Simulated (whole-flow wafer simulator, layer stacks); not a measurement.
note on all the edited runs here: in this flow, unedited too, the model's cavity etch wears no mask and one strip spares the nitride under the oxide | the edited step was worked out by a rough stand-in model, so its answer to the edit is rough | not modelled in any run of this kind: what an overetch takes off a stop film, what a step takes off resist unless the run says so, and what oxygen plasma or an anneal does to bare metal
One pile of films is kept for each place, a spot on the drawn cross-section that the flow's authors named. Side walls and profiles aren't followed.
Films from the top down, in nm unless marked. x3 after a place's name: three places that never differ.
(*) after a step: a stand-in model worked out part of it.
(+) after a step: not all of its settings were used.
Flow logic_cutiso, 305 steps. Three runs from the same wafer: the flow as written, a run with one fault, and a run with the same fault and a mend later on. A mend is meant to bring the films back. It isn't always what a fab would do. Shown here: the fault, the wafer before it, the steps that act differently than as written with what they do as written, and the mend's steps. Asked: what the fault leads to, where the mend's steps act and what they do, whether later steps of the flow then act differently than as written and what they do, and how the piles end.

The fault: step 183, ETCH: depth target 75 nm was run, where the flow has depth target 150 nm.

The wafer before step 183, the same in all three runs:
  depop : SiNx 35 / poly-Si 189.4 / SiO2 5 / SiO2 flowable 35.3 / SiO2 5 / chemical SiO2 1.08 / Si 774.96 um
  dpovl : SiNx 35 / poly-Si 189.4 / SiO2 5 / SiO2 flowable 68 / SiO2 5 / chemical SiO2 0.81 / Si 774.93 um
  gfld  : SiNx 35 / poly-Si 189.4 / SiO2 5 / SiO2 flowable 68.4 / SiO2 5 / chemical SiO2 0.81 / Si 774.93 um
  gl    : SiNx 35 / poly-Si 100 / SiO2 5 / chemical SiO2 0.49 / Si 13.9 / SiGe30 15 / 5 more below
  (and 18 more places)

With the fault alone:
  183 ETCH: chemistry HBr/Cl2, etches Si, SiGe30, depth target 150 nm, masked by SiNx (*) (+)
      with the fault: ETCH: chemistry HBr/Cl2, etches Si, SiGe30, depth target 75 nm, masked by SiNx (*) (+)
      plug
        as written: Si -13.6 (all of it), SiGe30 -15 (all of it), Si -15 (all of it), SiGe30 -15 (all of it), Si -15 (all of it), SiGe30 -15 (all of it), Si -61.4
        with the fault: Si -13.6 (all of it), SiGe30 -15 (all of it), Si -15 (all of it), SiGe30 -15 (all of it), Si -15 (all of it), SiGe30 -1.44
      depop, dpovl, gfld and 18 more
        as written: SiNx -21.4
        with the fault: SiNx -10.7
  Later steps of the flow that act differently than as written (2 more steps differ only slightly, by at most 2% or 0.5 nm, whichever is larger, and aren't shown):
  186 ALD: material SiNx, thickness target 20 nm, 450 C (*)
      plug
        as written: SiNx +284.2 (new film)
        with the fault: SiNx +219.8 (new film)
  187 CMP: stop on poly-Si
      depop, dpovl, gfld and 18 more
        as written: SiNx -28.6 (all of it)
        with the fault: SiNx -39.3 (all of it)
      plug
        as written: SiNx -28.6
        with the fault: SiNx -39.3
  At the end the piles differ from the flow's by more than 2% or 0.5 nm, whichever is larger, at plug.
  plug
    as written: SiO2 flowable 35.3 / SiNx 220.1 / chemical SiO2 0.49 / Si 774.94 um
    with the fault: SiO2 flowable 35.3 / SiNx 145 / chemical SiO2 0.49 / SiGe30 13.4 / Si 775 um

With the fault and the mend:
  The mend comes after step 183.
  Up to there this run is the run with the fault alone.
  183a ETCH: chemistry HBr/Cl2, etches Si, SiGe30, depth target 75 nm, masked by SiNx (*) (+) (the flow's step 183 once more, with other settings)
      depop, dpovl, gfld and 18 more
        SiNx -10.7
      plug
        SiGe30 -13.6 (all of it), Si -61.4
  No later step of the flow acts differently than as written at any place that is followed.
  At the end the piles are the same as the flow's at every place that both follow.
